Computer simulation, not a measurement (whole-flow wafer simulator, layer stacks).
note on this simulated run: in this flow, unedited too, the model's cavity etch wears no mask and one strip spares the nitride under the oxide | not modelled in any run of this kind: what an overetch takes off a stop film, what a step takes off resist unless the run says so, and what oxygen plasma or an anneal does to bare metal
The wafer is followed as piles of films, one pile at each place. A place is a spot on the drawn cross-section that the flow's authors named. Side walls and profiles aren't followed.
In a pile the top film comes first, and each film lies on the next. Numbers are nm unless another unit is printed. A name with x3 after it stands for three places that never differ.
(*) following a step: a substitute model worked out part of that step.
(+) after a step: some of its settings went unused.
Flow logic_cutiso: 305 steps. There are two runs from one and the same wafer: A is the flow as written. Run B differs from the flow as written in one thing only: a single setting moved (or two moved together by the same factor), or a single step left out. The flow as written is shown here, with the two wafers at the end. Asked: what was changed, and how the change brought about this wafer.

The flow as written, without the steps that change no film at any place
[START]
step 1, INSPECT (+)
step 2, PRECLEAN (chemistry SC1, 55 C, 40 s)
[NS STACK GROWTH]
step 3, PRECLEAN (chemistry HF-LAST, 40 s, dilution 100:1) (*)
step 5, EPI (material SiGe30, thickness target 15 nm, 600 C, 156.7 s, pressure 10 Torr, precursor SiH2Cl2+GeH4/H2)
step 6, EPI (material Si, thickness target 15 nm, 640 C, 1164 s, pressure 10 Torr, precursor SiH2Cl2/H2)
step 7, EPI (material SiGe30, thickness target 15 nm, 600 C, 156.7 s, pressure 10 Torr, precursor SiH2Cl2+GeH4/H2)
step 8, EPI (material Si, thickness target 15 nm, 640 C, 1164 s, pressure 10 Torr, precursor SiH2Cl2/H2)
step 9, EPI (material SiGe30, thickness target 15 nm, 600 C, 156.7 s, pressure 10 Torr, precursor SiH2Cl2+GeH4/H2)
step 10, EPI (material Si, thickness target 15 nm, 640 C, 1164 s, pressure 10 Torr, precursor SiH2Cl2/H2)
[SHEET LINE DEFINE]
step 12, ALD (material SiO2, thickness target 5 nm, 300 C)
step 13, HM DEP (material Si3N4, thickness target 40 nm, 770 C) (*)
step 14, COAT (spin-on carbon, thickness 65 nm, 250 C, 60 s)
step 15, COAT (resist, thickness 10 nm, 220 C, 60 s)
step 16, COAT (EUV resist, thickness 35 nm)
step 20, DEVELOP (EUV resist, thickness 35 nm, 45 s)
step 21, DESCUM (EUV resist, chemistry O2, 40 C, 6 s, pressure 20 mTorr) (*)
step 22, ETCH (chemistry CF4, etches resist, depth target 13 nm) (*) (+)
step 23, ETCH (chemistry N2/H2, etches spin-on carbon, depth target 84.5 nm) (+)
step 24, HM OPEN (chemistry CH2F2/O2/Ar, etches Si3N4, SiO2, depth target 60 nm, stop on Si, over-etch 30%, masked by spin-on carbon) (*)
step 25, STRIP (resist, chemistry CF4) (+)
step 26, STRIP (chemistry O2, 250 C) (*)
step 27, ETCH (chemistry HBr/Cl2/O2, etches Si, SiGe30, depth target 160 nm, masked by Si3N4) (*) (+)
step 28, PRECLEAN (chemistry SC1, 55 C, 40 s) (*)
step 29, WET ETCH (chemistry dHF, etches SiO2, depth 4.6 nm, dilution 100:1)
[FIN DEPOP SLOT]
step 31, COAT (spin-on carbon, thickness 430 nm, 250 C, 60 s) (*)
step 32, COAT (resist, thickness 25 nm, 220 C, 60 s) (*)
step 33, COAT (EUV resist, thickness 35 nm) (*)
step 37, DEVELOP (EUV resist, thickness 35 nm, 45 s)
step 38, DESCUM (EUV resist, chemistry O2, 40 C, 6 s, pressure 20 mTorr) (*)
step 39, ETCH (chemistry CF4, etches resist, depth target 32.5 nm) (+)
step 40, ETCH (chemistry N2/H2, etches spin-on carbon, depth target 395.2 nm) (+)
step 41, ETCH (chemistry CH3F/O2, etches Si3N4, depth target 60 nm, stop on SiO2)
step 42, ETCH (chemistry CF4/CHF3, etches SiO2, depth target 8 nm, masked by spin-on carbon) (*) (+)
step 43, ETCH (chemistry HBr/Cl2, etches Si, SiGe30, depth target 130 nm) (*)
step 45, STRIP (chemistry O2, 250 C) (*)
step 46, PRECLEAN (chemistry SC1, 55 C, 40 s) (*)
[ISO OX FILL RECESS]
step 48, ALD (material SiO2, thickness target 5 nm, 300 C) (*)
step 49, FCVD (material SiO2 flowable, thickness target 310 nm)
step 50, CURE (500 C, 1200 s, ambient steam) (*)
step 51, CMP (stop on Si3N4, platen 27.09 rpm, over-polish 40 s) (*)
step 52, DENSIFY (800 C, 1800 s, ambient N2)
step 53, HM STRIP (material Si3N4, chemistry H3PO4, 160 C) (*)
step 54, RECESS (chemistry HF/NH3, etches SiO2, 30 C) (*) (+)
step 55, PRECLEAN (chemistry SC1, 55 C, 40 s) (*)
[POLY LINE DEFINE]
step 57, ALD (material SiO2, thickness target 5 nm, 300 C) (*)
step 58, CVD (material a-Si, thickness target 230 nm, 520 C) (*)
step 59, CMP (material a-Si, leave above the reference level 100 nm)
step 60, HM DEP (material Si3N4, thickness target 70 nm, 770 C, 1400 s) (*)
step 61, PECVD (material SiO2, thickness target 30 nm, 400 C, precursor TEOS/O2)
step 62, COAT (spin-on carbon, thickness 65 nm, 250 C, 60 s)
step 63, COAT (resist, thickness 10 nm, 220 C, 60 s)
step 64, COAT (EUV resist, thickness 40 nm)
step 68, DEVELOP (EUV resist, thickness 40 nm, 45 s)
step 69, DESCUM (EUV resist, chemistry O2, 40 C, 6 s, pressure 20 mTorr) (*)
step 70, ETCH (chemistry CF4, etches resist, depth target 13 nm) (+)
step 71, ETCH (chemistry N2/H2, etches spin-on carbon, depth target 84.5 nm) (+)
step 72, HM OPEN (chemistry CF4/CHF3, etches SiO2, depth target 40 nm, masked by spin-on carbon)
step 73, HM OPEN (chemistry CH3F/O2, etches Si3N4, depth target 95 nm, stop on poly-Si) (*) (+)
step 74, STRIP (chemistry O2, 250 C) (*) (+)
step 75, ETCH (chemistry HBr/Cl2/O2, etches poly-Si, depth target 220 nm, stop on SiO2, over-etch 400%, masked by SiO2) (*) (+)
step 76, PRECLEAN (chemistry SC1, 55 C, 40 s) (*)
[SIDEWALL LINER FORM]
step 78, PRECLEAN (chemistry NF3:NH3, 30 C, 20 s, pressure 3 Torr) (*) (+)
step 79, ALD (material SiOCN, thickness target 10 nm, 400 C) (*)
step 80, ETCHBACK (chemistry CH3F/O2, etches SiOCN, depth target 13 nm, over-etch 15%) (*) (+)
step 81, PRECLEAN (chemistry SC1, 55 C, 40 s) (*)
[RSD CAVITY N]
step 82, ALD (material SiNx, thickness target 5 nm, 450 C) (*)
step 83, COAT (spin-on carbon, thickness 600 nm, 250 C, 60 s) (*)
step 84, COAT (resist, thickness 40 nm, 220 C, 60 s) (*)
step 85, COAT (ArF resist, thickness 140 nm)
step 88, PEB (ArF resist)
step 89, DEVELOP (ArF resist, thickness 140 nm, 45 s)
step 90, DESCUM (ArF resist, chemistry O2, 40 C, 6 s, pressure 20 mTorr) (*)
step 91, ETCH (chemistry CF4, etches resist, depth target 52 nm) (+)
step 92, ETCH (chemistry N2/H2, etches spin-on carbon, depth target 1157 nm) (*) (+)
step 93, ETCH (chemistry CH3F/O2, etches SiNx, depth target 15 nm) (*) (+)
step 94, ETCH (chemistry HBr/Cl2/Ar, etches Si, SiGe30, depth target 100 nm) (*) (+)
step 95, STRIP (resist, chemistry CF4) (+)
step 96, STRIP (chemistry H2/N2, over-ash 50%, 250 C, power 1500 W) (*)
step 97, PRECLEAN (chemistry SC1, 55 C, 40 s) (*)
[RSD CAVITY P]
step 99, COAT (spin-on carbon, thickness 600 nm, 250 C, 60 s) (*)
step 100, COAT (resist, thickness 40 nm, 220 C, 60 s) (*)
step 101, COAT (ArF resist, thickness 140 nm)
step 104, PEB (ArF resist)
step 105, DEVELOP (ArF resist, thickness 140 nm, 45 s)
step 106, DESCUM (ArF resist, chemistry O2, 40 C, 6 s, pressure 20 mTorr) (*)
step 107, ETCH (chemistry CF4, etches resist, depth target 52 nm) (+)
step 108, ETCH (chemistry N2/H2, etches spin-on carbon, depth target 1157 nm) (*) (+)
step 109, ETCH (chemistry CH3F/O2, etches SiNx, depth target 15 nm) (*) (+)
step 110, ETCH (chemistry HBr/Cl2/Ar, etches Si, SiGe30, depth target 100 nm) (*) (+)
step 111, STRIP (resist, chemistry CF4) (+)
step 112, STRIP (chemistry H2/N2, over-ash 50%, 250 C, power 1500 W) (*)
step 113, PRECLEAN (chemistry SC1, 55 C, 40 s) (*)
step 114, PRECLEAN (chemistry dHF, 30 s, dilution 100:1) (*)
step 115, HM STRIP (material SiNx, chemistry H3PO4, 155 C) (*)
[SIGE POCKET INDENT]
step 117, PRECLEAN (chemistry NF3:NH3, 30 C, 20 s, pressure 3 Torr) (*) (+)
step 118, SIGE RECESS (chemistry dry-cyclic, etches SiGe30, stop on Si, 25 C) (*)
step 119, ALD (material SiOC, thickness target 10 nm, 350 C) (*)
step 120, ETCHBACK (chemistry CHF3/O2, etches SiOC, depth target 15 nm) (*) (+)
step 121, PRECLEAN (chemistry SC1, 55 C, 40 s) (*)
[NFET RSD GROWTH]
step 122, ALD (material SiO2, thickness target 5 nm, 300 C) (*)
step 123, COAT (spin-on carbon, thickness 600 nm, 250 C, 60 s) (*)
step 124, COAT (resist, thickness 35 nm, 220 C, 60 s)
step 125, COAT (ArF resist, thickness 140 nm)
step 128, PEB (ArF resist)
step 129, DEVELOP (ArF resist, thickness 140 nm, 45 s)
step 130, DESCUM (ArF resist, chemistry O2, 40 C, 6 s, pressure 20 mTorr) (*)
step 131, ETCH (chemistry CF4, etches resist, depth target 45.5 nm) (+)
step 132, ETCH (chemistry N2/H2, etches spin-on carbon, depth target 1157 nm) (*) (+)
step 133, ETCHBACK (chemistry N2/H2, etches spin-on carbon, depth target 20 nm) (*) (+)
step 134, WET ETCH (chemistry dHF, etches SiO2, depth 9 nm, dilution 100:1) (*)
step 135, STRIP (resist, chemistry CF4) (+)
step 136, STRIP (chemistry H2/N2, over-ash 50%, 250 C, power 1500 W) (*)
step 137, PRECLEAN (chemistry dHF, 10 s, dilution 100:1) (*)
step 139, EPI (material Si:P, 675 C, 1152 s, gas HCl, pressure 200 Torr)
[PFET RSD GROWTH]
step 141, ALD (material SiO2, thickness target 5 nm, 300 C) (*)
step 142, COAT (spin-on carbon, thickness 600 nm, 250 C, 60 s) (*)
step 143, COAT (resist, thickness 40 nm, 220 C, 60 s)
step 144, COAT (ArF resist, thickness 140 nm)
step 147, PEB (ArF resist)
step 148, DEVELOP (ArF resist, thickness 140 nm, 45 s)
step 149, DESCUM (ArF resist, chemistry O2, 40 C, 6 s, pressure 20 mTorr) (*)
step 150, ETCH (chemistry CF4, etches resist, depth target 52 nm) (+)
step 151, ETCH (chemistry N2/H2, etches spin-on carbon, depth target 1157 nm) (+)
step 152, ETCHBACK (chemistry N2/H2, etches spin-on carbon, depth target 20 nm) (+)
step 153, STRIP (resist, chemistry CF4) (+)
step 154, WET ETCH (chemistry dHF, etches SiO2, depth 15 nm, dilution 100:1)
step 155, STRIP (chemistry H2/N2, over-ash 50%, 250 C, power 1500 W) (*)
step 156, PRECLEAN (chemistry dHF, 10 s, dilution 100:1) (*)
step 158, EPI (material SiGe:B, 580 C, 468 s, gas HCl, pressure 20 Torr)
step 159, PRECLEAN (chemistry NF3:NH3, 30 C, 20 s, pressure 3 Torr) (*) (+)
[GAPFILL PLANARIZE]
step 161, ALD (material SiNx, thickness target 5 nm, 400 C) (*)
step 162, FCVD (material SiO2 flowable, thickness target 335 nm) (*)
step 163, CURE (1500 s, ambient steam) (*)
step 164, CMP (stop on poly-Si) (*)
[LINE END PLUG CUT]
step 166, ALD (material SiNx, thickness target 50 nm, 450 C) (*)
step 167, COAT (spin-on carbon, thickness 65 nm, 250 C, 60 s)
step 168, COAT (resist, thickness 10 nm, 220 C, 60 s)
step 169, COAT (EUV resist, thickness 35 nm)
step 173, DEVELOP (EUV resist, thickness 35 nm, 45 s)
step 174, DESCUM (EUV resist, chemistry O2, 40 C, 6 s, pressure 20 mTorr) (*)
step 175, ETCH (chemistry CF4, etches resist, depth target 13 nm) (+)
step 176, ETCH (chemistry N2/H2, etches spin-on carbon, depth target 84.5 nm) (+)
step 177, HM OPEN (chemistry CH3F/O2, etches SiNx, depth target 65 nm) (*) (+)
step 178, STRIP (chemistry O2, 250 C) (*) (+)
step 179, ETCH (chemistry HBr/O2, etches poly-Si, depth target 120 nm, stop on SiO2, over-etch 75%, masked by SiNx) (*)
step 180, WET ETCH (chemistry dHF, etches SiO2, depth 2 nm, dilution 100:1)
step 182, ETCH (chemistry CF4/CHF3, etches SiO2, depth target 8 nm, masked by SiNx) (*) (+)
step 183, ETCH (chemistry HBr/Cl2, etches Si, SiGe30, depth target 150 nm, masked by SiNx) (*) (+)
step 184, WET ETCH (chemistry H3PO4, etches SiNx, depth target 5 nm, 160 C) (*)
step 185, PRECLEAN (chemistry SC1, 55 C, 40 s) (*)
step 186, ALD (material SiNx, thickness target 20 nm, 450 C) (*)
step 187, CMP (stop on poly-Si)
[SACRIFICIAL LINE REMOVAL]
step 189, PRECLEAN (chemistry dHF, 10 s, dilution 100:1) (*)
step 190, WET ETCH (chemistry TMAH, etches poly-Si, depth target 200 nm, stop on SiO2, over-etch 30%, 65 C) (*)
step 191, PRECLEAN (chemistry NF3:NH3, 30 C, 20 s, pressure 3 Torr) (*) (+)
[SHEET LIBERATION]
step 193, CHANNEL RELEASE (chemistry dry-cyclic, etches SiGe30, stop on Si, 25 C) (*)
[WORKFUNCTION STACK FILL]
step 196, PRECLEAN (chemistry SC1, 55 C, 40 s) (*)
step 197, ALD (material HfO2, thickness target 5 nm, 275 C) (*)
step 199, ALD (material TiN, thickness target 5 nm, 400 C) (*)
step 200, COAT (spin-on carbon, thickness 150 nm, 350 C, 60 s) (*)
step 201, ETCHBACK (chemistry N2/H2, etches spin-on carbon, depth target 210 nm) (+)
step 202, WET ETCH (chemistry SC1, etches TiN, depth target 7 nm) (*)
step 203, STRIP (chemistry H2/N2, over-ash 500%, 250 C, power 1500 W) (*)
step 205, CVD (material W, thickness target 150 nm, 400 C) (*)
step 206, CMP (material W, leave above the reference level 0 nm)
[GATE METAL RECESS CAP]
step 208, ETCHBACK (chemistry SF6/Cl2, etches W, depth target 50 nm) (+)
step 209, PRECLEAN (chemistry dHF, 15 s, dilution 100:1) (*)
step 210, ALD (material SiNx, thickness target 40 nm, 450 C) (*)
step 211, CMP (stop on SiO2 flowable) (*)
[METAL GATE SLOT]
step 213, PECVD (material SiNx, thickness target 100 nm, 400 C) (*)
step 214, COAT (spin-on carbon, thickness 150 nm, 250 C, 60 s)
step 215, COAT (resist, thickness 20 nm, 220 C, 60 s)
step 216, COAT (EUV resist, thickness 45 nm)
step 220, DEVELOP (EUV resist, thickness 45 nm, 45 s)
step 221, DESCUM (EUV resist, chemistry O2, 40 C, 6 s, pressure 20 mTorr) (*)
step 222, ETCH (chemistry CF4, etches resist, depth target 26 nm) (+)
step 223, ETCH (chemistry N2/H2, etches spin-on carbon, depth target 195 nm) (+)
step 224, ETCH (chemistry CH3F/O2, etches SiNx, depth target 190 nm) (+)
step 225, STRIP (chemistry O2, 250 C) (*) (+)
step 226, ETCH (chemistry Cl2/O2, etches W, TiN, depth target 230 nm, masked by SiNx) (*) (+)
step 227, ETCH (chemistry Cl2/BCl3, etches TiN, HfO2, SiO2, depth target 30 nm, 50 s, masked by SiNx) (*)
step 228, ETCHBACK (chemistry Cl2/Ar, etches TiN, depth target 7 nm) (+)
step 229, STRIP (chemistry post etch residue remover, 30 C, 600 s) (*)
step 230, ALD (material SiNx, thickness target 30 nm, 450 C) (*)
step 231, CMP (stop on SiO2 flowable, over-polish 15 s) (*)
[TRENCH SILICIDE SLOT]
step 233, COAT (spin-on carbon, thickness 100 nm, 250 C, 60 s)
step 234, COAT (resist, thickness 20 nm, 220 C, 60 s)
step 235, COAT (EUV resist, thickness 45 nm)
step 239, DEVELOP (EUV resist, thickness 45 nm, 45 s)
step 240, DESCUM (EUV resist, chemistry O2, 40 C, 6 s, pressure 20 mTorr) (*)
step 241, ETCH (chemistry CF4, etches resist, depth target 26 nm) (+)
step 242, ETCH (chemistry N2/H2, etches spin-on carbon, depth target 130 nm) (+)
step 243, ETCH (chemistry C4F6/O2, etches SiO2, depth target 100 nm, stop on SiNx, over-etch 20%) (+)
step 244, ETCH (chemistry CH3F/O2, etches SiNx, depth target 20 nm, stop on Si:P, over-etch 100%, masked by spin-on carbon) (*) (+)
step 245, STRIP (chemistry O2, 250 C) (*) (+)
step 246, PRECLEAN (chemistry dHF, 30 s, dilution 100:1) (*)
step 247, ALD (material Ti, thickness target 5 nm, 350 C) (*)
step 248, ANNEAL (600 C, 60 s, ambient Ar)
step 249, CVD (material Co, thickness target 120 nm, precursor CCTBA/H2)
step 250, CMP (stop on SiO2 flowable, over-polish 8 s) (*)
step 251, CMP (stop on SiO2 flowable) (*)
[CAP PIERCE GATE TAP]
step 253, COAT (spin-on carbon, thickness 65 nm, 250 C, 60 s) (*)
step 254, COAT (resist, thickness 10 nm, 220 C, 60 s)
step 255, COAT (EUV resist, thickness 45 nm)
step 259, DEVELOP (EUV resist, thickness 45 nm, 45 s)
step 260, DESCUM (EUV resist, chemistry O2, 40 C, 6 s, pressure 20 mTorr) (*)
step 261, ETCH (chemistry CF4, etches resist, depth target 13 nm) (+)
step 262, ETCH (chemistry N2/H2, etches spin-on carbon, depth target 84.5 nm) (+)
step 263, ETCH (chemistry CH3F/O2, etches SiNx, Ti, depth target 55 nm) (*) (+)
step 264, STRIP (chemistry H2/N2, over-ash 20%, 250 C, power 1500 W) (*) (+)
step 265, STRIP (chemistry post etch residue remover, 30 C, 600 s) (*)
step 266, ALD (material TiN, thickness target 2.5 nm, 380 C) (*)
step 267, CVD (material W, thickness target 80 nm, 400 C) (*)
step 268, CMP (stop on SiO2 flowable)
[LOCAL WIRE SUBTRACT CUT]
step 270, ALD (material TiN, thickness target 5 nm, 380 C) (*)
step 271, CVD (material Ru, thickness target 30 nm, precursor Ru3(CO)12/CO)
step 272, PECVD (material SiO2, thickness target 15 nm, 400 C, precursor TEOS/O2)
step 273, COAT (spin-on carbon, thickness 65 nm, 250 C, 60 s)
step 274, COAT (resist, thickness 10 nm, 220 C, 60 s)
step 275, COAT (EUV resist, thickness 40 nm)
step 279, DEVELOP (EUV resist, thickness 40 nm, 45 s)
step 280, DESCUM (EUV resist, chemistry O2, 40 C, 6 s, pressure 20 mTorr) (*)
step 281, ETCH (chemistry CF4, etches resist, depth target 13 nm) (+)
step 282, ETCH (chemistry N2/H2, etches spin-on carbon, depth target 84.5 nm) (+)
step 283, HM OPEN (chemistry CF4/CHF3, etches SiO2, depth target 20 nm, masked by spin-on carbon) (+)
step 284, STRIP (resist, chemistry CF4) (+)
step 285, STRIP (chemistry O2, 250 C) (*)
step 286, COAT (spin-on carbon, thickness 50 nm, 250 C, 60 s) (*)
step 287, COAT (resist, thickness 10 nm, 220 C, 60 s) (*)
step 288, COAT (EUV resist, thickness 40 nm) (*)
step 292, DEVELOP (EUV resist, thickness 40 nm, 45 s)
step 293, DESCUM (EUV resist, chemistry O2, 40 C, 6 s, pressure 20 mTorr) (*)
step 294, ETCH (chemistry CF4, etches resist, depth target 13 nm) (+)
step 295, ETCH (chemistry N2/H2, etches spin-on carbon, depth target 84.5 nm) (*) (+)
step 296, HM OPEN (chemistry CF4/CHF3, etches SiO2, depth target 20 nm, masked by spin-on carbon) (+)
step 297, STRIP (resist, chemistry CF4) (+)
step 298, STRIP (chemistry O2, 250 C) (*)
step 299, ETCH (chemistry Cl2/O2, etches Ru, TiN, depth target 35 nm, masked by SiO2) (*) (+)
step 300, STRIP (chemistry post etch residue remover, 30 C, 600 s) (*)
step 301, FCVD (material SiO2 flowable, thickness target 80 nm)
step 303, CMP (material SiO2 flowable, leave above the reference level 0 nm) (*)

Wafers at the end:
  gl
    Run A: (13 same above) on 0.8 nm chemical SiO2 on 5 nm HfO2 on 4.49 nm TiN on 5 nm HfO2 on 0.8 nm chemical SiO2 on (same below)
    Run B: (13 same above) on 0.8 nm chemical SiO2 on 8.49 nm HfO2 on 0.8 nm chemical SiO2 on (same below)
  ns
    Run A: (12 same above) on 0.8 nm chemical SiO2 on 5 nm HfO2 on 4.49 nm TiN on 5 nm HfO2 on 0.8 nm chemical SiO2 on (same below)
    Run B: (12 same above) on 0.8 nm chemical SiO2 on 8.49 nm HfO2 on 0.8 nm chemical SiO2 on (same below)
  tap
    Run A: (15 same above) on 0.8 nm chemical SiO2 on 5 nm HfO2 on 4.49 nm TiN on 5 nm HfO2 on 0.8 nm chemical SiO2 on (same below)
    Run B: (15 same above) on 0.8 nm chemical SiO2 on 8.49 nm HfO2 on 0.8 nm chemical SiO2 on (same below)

The reason: step 7, EPI: thickness target 9 nm was run, while the flow as written has thickness target 15 nm; step 7, EPI: 94 s was run, where the flow has 156.7 s.

The path from the change to this, step by step:
  step 7, EPI (material SiGe30, thickness target 15 nm, 600 C, 156.7 s, pressure 10 Torr, precursor SiH2Cl2+GeH4/H2)
      depop, dpovl, gfld and 19 more: A +15 SiGe30 (new film) | B +9 SiGe30 (new film)
  step 27, ETCH (chemistry HBr/Cl2/O2, etches Si, SiGe30, depth target 160 nm, masked by Si3N4) (*) (+)
      gfld, gxf, iso, lnri: A -0.79 chemical SiO2 (all of it), -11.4 Si (all of it), -15 SiGe30 (all of it), -15 Si (all of it), -15 SiGe30 (all of it), -15 Si (all of it), -15 SiGe30 (all of it), -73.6 Si | B -0.79 chemical SiO2 (all of it), -11.4 Si (all of it), -15 SiGe30 (all of it), -15 Si (all of it), -9 SiGe30 (all of it), -15 Si (all of it), -15 SiGe30 (all of it), -79.6 Si
      dpovl, nsgap: A -0.79 chemical SiO2 (all of it), -11.8 Si (all of it), -15 SiGe30 (all of it), -15 Si (all of it), -15 SiGe30 (all of it), -15 Si (all of it), -15 SiGe30 (all of it), -73.2 Si | B -0.79 chemical SiO2 (all of it), -11.8 Si (all of it), -15 SiGe30 (all of it), -15 Si (all of it), -9 SiGe30 (all of it), -15 Si (all of it), -15 SiGe30 (all of it), -79.2 Si
      (as well as at 1 more place)
  step 43, ETCH (chemistry HBr/Cl2, etches Si, SiGe30, depth target 130 nm) (*)
      depop: A -14 Si (all of it), -15 SiGe30 (all of it), -15 Si (all of it), -15 SiGe30 (all of it), -15 Si (all of it), -15 SiGe30 (all of it), -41 Si | B -14 Si (all of it), -15 SiGe30 (all of it), -15 Si (all of it), -9 SiGe30 (all of it), -15 Si (all of it), -15 SiGe30 (all of it), -47 Si
  step 94, ETCH (chemistry HBr/Cl2/Ar, etches Si, SiGe30, depth target 100 nm) (*) (+)
      rsdn, rsdx: A -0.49 chemical SiO2 (all of it), -12.8 Si (all of it), -15 SiGe30 (all of it), -15 Si (all of it), -15 SiGe30 (all of it), -15 Si (all of it), -15 SiGe30 (all of it), -12.2 Si | B -0.49 chemical SiO2 (all of it), -12.8 Si (all of it), -15 SiGe30 (all of it), -15 Si (all of it), -9 SiGe30 (all of it), -15 Si (all of it), -15 SiGe30 (all of it), -18.2 Si
  step 110, ETCH (chemistry HBr/Cl2/Ar, etches Si, SiGe30, depth target 100 nm) (*) (+)
      rsdp, rsdw: A -0.49 chemical SiO2 (all of it), -12.8 Si (all of it), -15 SiGe30 (all of it), -15 Si (all of it), -15 SiGe30 (all of it), -15 Si (all of it), -15 SiGe30 (all of it), -12.2 Si | B -0.49 chemical SiO2 (all of it), -12.8 Si (all of it), -15 SiGe30 (all of it), -15 Si (all of it), -9 SiGe30 (all of it), -15 Si (all of it), -15 SiGe30 (all of it), -18.2 Si
  step 118, SIGE RECESS (chemistry dry-cyclic, etches SiGe30, stop on Si, 25 C) (*)
      lnr, lnrp, lnrt: A -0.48 SiOCN, -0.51 Si, +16 cavity (new film), -15 SiGe30 (all of it), -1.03 Si, +16 cavity (new film), -15 SiGe30 (all of it), -1.03 Si, +16 cavity (new film), -15 SiGe30 (all of it), -0.51 Si | B -0.48 SiOCN, -0.51 Si, +16 cavity (new film), -15 SiGe30 (all of it), -1.03 Si, +10 cavity (new film), -9 SiGe30 (all of it), -1.03 Si, +16 cavity (new film), -15 SiGe30 (all of it), -0.51 Si
  step 119, ALD (material SiOC, thickness target 10 nm, 350 C) (*)
      lnr, lnrp, lnrt: A +10 SiOC (new film), +16 SiOC (new film), -16 cavity (all of it), +16 SiOC (new film), -16 cavity (all of it), +16 SiOC (new film), -16 cavity (all of it) | B +10 SiOC (new film), +16 SiOC (new film), -16 cavity (all of it), +10 SiOC (new film), -10 cavity (all of it), +16 SiOC (new film), -16 cavity (all of it)
  step 183, ETCH (chemistry HBr/Cl2, etches Si, SiGe30, depth target 150 nm, masked by SiNx) (*) (+)
      plug: A -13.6 Si (all of it), -15 SiGe30 (all of it), -15 Si (all of it), -15 SiGe30 (all of it), -15 Si (all of it), -15 SiGe30 (all of it), -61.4 Si | B -13.6 Si (all of it), -15 SiGe30 (all of it), -15 Si (all of it), -9 SiGe30 (all of it), -15 Si (all of it), -15 SiGe30 (all of it), -67.4 Si
  step 193, CHANNEL RELEASE (chemistry dry-cyclic, etches SiGe30, stop on Si, 25 C) (*)
      gl, glp, gxn, gxp, ns, tap: A +0.8 chemical SiO2 (new film), -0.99 Si, +0.8 chemical SiO2 (new film), +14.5 cavity (new film), +0.8 chemical SiO2 (new film), -15 SiGe30 (all of it), -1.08 Si, +0.8 chemical SiO2 (new film), +14.5 cavity (new film), +0.8 chemical SiO2 (new film), -15 SiGe30 (all of it), -1.08 Si, +0.8 chemical SiO2 (new film), +14.5 cavity (new film), +0.8 chemical SiO2 (new film), -15 SiGe30 (all of it), -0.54 Si | B +0.8 chemical SiO2 (new film), -0.99 Si, +0.8 chemical SiO2 (new film), +14.5 cavity (new film), +0.8 chemical SiO2 (new film), -15 SiGe30 (all of it), -1.08 Si, +0.8 chemical SiO2 (new film), +8.49 cavity (new film), +0.8 chemical SiO2 (new film), -9 SiGe30 (all of it), -1.08 Si, +0.8 chemical SiO2 (new film), +14.5 cavity (new film), +0.8 chemical SiO2 (new film), -15 SiGe30 (all of it), -0.54 Si
  step 197, ALD (material HfO2, thickness target 5 nm, 275 C) (*)
      gl, glp, gxn, gxp, ns, tap: A +5 HfO2 (new film), +5 HfO2 (new film), -10 cavity, +5 HfO2 (new film), +5 HfO2 (new film), -10 cavity, +5 HfO2 (new film), +5 HfO2 (new film), -10 cavity, +5 HfO2 (new film) | B +5 HfO2 (new film), +5 HfO2 (new film), -10 cavity, +5 HfO2 (new film), +8.49 HfO2 (new film), -8.49 cavity (all of it), +5 HfO2 (new film), -10 cavity, +5 HfO2 (new film)
  step 199, ALD (material TiN, thickness target 5 nm, 400 C) (*)
      gl, glp, tap: A +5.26 TiN (new film), +4.49 TiN (new film), -4.49 cavity (all of it), +4.49 TiN (new film), -4.49 cavity (all of it), +4.49 TiN (new film), -4.49 cavity (all of it) | B +5.26 TiN (new film), +4.49 TiN (new film), -4.49 cavity (all of it), +4.49 TiN (new film), -4.49 cavity (all of it)
      gxn, gxp, ns: A +5 TiN (new film), +4.49 TiN (new film), -4.49 cavity (all of it), +4.49 TiN (new film), -4.49 cavity (all of it), +4.49 TiN (new film), -4.49 cavity (all of it) | B +5 TiN (new film), +4.49 TiN (new film), -4.49 cavity (all of it), +4.49 TiN (new film), -4.49 cavity (all of it)
With metal films that touch counted as one body, gl has 3 bodies (between them, from the top down: HfO2 5 / chemical SiO2 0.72 / Si 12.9 / chemical SiO2 0.8 / HfO2 5; HfO2 5 / chemical SiO2 0.8 / Si 13.9 / chemical SiO2 0.8 / HfO2 8.49 / chemical SiO2 0.8 / Si 13.9 / chemical SiO2 0.8 / HfO2 5); the flow as written gives 4 bodies (between them, from the top down: HfO2 5 / chemical SiO2 0.72 / Si 12.9 / chemical SiO2 0.8 / HfO2 5; HfO2 5 / chemical SiO2 0.8 / Si 13.9 / chemical SiO2 0.8 / HfO2 5; HfO2 5 / chemical SiO2 0.8 / Si 13.9 / chemical SiO2 0.8 / HfO2 5).
With metal films that touch counted as one body, ns has 3 bodies (between them, from the top down: HfO2 5 / chemical SiO2 0.72 / Si 12.9 / chemical SiO2 0.8 / HfO2 5; HfO2 5 / chemical SiO2 0.8 / Si 13.9 / chemical SiO2 0.8 / HfO2 8.49 / chemical SiO2 0.8 / Si 13.9 / chemical SiO2 0.8 / HfO2 5); the flow as written gives 4 bodies (between them, from the top down: HfO2 5 / chemical SiO2 0.72 / Si 12.9 / chemical SiO2 0.8 / HfO2 5; HfO2 5 / chemical SiO2 0.8 / Si 13.9 / chemical SiO2 0.8 / HfO2 5; HfO2 5 / chemical SiO2 0.8 / Si 13.9 / chemical SiO2 0.8 / HfO2 5).
With metal films that touch counted as one body, tap has 3 bodies (between them, from the top down: HfO2 5 / chemical SiO2 0.72 / Si 12.9 / chemical SiO2 0.8 / HfO2 5; HfO2 5 / chemical SiO2 0.8 / Si 13.9 / chemical SiO2 0.8 / HfO2 8.49 / chemical SiO2 0.8 / Si 13.9 / chemical SiO2 0.8 / HfO2 5); the flow as written gives 4 bodies (between them, from the top down: HfO2 5 / chemical SiO2 0.72 / Si 12.9 / chemical SiO2 0.8 / HfO2 5; HfO2 5 / chemical SiO2 0.8 / Si 13.9 / chemical SiO2 0.8 / HfO2 5; HfO2 5 / chemical SiO2 0.8 / Si 13.9 / chemical SiO2 0.8 / HfO2 5).
